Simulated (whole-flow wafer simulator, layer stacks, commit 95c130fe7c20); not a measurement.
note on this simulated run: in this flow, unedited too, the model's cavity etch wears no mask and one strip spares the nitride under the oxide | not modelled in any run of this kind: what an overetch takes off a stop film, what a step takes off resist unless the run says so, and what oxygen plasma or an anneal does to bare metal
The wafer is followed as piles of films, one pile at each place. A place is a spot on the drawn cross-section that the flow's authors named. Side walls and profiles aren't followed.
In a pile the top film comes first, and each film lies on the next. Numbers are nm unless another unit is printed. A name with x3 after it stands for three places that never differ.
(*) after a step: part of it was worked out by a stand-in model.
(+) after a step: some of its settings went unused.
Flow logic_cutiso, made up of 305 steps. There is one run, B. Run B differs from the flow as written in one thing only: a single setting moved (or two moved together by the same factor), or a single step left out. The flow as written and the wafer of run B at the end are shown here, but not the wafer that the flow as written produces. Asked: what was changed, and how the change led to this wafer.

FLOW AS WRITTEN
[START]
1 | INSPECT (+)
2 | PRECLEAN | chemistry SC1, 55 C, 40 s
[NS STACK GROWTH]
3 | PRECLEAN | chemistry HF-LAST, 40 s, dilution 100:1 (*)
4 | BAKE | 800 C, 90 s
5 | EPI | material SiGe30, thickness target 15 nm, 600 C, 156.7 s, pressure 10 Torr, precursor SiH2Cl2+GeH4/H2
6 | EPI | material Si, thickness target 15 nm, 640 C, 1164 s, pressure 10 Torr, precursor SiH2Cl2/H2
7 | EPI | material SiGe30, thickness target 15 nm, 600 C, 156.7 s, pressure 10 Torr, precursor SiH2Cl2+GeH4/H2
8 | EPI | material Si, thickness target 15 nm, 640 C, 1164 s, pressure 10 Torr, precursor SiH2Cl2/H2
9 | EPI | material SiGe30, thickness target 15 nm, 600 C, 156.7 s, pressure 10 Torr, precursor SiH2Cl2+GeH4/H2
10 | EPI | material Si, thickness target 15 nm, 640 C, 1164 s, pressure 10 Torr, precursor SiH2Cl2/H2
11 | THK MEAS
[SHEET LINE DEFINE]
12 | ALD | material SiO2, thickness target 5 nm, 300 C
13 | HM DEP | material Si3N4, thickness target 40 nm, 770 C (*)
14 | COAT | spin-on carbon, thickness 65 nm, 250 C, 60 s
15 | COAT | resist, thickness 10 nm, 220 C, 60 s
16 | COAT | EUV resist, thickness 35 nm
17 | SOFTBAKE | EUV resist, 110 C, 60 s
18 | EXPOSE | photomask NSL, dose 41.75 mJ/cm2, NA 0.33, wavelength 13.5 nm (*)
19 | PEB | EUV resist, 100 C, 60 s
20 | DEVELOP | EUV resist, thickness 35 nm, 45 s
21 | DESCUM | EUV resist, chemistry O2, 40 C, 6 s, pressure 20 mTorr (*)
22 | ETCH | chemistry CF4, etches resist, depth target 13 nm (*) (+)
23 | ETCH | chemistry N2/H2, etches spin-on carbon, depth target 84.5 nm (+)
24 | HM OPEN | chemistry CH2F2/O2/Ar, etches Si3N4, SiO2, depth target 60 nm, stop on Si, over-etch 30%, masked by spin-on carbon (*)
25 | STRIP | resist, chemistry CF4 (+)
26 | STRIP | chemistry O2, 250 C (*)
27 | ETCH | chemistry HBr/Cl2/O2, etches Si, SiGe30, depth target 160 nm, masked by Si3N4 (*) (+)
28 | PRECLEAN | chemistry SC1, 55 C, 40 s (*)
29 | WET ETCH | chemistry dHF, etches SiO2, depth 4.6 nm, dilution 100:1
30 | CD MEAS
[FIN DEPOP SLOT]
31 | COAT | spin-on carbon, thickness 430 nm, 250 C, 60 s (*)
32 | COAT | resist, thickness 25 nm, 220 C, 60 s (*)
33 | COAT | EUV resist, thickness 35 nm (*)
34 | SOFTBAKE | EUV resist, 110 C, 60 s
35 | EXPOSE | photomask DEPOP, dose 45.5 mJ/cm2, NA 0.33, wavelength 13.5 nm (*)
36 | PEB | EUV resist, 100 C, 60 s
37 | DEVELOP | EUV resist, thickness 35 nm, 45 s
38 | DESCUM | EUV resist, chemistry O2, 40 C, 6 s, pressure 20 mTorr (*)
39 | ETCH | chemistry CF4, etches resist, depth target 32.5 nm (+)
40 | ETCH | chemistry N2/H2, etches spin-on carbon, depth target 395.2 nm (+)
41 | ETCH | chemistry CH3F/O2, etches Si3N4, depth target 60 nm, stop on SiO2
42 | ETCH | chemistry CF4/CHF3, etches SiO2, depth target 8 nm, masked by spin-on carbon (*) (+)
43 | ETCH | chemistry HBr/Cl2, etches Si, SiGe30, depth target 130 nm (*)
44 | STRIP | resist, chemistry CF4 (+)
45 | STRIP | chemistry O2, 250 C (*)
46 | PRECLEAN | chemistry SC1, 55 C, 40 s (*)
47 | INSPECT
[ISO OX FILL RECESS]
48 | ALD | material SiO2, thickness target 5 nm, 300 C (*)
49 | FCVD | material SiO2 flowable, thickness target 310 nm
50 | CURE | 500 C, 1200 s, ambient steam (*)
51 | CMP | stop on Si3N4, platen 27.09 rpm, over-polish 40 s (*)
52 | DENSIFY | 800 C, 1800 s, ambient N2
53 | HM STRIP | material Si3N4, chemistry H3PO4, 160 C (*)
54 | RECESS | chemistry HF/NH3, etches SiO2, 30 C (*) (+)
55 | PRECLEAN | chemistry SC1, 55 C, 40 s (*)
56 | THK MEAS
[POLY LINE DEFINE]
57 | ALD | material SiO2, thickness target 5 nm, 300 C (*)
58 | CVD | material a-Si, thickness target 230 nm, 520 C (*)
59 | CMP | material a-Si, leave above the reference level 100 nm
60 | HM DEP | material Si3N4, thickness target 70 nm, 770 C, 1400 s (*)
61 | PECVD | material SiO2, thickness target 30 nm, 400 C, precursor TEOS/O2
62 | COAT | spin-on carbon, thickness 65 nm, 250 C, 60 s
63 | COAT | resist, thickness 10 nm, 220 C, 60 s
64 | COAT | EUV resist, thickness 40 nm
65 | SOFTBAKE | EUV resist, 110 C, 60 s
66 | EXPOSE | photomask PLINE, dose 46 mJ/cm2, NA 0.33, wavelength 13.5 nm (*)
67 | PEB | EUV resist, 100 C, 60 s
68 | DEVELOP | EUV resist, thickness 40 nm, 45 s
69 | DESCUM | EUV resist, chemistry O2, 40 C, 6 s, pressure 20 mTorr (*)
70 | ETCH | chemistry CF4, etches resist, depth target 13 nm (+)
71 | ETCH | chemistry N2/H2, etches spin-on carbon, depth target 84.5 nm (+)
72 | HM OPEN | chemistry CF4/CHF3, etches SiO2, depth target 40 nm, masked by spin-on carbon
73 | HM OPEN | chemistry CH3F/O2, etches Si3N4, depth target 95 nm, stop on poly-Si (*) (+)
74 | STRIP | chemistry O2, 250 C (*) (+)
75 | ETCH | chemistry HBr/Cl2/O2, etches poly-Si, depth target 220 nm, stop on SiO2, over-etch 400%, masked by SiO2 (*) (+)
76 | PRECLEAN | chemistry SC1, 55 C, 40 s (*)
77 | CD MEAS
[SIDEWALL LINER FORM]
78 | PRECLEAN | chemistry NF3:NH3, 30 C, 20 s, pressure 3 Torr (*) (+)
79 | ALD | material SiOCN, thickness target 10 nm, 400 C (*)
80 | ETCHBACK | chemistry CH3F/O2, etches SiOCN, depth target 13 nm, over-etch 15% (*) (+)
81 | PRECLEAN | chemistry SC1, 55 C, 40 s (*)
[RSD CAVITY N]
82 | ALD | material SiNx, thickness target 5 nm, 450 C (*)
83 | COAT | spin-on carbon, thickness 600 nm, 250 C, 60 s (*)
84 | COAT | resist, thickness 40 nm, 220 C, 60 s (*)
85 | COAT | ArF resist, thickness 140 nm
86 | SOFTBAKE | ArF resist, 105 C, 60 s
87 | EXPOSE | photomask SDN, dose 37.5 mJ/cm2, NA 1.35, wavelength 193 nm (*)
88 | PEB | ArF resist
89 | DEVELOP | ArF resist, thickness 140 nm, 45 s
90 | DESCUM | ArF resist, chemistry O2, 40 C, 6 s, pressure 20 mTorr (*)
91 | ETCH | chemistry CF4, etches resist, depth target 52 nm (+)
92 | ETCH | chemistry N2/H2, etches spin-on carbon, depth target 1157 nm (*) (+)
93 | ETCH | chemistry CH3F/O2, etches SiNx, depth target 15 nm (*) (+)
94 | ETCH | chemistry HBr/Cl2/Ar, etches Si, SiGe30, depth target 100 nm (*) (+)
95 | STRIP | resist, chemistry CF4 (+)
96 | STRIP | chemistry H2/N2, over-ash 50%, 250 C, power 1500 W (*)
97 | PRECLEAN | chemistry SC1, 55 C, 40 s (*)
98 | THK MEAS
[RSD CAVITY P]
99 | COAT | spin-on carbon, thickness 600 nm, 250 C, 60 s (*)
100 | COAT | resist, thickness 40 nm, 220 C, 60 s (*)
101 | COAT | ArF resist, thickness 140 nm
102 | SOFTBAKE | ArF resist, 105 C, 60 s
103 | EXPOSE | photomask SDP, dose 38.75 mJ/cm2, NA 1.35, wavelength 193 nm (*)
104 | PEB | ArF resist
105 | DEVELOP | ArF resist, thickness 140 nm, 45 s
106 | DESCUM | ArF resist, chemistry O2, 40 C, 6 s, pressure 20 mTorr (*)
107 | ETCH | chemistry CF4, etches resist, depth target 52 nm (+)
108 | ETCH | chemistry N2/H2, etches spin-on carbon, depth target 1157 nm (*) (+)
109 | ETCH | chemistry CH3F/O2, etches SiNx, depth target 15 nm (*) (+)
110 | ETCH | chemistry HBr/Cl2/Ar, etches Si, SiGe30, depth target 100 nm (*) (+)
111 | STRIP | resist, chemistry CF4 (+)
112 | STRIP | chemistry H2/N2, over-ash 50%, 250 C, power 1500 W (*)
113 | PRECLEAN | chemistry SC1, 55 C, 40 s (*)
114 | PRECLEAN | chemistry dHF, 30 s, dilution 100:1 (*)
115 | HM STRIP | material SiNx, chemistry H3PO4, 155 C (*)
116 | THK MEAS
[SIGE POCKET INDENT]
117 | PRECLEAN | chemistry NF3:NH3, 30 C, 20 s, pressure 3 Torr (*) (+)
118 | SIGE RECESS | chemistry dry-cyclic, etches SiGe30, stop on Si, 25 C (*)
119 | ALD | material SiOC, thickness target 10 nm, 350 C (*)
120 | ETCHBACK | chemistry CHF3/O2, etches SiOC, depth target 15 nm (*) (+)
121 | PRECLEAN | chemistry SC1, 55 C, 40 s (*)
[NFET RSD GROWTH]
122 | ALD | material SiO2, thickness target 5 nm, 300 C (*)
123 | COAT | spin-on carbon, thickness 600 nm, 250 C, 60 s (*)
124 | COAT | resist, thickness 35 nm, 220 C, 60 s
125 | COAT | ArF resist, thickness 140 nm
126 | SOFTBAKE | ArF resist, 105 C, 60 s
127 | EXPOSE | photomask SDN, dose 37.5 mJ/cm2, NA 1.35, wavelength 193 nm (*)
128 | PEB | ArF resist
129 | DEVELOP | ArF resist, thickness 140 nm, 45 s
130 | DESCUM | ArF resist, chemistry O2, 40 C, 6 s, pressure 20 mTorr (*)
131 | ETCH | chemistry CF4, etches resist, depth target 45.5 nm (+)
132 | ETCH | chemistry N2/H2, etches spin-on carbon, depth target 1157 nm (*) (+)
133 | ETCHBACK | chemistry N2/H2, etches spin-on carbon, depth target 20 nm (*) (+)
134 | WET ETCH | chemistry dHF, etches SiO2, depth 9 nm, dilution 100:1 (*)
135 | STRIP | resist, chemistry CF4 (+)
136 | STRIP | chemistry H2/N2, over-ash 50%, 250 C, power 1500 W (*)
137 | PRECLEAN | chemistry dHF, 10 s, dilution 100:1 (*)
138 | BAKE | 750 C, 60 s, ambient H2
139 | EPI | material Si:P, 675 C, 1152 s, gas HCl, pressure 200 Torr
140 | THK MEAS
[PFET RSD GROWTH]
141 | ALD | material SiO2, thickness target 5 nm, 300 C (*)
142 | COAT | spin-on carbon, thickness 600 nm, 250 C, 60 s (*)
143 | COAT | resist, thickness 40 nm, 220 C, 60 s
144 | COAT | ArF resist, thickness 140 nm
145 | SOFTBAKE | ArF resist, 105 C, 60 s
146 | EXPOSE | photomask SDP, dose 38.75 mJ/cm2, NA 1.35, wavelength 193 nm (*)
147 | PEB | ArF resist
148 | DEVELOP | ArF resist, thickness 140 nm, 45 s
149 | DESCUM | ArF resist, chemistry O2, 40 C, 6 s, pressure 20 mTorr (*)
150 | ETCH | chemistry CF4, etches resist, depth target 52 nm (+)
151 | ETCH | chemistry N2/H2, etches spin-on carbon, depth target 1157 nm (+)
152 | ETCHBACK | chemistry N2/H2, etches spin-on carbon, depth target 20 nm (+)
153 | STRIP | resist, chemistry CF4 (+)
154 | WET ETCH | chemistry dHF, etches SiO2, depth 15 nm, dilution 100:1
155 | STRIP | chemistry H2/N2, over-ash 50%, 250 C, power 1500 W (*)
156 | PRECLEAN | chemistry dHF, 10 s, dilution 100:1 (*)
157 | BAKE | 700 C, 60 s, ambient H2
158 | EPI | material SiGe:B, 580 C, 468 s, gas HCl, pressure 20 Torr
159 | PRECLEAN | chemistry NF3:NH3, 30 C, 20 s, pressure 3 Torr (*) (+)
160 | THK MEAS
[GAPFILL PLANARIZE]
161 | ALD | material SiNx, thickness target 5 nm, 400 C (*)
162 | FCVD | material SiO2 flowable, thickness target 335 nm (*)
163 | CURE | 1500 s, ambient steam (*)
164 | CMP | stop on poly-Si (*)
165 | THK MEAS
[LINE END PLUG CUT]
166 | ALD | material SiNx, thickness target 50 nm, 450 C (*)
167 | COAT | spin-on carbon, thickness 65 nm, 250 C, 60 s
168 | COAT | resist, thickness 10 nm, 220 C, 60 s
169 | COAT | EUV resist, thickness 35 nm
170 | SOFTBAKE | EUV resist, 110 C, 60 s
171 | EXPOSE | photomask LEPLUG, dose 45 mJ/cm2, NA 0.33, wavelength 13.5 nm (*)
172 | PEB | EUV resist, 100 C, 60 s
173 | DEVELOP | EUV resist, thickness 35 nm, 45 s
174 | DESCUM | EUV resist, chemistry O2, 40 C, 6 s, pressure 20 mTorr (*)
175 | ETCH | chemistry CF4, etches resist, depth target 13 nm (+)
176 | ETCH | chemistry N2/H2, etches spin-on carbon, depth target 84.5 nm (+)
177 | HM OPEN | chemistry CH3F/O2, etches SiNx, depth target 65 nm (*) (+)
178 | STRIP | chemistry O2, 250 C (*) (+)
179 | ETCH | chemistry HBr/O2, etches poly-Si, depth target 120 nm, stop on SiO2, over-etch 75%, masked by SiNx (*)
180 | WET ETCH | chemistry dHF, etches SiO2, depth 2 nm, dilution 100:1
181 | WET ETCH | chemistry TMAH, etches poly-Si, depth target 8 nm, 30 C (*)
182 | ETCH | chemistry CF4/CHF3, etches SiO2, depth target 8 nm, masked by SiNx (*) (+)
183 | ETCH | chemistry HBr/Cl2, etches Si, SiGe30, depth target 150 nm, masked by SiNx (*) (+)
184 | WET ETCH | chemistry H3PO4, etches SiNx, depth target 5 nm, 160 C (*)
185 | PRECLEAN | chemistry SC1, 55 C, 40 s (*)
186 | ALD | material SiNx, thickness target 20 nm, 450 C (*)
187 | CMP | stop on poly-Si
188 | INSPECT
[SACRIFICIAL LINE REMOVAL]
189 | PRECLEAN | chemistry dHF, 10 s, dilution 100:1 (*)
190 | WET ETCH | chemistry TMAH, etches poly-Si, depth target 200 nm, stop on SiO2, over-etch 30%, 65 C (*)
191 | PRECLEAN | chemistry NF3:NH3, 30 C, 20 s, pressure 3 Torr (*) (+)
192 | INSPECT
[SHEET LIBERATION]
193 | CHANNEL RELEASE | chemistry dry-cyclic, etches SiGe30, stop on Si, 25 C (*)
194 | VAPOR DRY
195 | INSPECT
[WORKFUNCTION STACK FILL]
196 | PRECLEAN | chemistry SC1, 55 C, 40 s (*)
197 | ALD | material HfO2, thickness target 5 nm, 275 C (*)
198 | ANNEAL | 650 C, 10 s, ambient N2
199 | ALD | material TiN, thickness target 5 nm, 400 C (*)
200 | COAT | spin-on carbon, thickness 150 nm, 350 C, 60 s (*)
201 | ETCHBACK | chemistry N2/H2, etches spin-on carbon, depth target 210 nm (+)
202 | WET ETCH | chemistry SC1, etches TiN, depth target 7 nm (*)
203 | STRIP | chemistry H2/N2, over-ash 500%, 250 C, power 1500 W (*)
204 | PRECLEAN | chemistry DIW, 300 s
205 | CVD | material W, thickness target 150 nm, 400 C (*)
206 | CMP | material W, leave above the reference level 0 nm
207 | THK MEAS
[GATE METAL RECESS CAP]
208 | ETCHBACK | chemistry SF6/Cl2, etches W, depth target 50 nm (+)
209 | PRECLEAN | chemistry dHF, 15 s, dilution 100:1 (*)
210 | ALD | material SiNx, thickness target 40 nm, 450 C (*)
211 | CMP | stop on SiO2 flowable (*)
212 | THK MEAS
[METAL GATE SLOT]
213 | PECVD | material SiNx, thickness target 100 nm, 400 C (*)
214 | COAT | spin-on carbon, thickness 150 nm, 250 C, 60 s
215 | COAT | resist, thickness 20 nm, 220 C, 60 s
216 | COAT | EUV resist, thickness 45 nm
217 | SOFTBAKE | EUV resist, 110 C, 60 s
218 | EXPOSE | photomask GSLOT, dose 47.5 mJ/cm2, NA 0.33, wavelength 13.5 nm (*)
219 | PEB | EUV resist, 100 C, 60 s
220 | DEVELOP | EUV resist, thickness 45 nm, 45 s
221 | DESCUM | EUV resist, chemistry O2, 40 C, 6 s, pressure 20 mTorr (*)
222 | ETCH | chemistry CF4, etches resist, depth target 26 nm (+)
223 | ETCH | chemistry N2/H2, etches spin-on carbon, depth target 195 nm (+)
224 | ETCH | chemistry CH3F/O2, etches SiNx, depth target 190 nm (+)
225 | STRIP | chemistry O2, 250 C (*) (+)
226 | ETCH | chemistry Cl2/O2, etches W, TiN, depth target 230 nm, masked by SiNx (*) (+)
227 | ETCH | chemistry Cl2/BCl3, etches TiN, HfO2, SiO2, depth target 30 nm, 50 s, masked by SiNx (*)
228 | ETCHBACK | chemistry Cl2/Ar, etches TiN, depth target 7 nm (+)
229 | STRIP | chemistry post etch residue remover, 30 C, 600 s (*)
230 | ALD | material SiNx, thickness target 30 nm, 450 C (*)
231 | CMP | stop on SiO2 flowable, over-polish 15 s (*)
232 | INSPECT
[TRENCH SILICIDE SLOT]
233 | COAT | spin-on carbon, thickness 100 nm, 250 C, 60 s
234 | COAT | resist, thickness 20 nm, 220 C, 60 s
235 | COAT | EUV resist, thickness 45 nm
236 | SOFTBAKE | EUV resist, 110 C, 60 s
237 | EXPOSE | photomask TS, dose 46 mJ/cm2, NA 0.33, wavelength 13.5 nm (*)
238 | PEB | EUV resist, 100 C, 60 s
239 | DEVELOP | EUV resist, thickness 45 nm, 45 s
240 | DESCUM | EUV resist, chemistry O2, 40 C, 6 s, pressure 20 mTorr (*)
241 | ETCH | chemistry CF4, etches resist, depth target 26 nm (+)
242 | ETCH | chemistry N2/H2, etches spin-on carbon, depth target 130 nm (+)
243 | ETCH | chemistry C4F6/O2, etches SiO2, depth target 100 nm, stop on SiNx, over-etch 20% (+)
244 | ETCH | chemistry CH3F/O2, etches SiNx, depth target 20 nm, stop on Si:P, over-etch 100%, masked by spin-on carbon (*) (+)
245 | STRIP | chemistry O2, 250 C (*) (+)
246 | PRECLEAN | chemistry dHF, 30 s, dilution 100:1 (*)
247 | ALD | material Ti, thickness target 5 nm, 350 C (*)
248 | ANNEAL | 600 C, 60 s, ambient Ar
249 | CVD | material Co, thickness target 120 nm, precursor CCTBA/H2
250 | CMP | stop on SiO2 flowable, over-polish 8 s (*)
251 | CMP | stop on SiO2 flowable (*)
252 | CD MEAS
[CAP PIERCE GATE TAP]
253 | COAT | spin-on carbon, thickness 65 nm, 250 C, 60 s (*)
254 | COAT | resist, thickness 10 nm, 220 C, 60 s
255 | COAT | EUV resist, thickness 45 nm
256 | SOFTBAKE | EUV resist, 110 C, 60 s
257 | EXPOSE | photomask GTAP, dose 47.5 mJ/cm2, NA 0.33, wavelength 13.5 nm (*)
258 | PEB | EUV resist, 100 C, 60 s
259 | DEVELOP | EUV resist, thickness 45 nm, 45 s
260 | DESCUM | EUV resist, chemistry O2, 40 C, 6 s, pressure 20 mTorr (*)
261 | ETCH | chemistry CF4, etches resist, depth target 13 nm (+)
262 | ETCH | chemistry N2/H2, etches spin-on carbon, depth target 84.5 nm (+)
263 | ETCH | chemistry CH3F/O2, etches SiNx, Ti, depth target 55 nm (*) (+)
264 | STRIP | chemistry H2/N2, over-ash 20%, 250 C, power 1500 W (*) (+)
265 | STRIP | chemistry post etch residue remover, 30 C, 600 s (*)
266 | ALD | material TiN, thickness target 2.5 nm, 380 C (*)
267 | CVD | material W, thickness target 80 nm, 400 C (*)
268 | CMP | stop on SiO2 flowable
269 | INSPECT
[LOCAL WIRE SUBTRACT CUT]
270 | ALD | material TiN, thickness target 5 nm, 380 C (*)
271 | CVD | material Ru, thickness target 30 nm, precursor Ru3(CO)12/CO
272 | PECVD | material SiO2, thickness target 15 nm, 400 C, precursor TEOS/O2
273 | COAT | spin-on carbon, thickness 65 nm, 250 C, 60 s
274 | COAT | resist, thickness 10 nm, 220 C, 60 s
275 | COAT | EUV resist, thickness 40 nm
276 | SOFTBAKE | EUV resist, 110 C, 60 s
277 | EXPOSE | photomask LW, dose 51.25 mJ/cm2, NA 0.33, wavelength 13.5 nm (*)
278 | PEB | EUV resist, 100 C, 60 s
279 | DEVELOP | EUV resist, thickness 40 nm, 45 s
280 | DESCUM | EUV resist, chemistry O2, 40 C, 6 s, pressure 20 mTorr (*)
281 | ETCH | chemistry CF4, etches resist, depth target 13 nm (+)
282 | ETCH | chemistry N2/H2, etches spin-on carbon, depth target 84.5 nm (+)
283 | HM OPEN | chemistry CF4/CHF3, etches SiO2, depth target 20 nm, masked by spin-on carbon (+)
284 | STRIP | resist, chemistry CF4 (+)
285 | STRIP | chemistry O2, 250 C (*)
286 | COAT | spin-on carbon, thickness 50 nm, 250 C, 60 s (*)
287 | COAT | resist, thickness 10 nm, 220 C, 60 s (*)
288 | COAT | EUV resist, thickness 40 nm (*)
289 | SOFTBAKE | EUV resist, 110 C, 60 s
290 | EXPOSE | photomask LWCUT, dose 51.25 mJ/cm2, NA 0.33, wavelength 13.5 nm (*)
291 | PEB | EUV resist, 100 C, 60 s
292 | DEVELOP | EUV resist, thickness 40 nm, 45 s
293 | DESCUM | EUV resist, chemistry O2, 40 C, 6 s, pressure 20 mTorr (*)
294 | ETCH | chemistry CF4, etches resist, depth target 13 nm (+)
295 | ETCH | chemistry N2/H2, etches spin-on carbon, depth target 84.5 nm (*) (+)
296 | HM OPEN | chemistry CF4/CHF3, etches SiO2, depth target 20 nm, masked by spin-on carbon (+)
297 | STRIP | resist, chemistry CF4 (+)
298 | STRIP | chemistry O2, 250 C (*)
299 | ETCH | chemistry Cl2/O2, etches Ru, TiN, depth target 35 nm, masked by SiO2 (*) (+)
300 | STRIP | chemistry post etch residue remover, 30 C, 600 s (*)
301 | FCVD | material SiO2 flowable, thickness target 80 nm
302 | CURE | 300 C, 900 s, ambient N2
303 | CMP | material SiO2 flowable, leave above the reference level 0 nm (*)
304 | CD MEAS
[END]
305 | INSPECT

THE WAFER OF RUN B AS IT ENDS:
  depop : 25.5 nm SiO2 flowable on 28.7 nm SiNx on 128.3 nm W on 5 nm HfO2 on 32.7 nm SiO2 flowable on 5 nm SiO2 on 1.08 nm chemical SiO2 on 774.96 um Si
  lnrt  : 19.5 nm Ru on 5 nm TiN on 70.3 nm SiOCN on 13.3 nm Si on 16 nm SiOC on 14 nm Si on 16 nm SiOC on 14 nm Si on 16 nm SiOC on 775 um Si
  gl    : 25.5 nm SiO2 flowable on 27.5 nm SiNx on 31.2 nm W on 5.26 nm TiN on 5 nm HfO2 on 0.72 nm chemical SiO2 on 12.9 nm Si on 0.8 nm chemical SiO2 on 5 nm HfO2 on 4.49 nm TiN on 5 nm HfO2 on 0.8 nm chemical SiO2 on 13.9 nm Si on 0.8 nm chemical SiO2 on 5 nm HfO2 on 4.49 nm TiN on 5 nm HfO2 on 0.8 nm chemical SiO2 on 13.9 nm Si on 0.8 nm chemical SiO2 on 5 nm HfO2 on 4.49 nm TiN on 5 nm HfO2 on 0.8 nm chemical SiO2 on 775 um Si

Cause: step 271, CVD: thickness target 19.5 nm was run, while the flow as written has thickness target 30 nm.
The wafer itself shows it: lnrt has Ru 19.5, and step 271 as written asks for 30 nm.

Step by step, how the change led to this:
  271 | CVD | material Ru, thickness target 30 nm, precursor Ru3(CO)12/CO
      depop, dpovl, gfld and 19 more: +19.5 Ru (new film) (it would be, as written: +30 Ru (new film))
  299 | ETCH | chemistry Cl2/O2, etches Ru, TiN, depth target 35 nm, masked by SiO2 (*) (+)
      depop, dpovl, gfld and 9 more: -19.1 Ru (all of it), -5 TiN (all of it), -0.72 SiNx (it would be, as written: -29.6 Ru (all of it), -5 TiN (all of it))
      iso, rsdx: -19.1 Ru (all of it), -5 TiN (all of it), -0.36 SiO2 flowable (it would be, as written: -29.6 Ru (all of it), -5 TiN (all of it))
      (as well as at 4 more places)
  301 | FCVD | material SiO2 flowable, thickness target 80 nm
      gfld, gl, glp, gxf, gxn, gxp, plug: +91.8 SiO2 flowable (new film) (it would be, as written: +94.4 SiO2 flowable (new film))
      lnrt, rsdn, rsdp, tap: +52.5 SiO2 flowable (new film) (it would be, as written: +45.3 SiO2 flowable (new film))
      (as well as at 6 more places)
  303 | CMP | material SiO2 flowable, leave above the reference level 0 nm (*)
      gfld, gl, glp and 10 more: -66.3 SiO2 flowable (it would be, as written: -59.2 SiO2 flowable)
      depop, dpovl, isow, ns, nsgap: -54.5 SiO2 flowable (it would be, as written: -44.7 SiO2 flowable)
      (as well as at 4 more places)
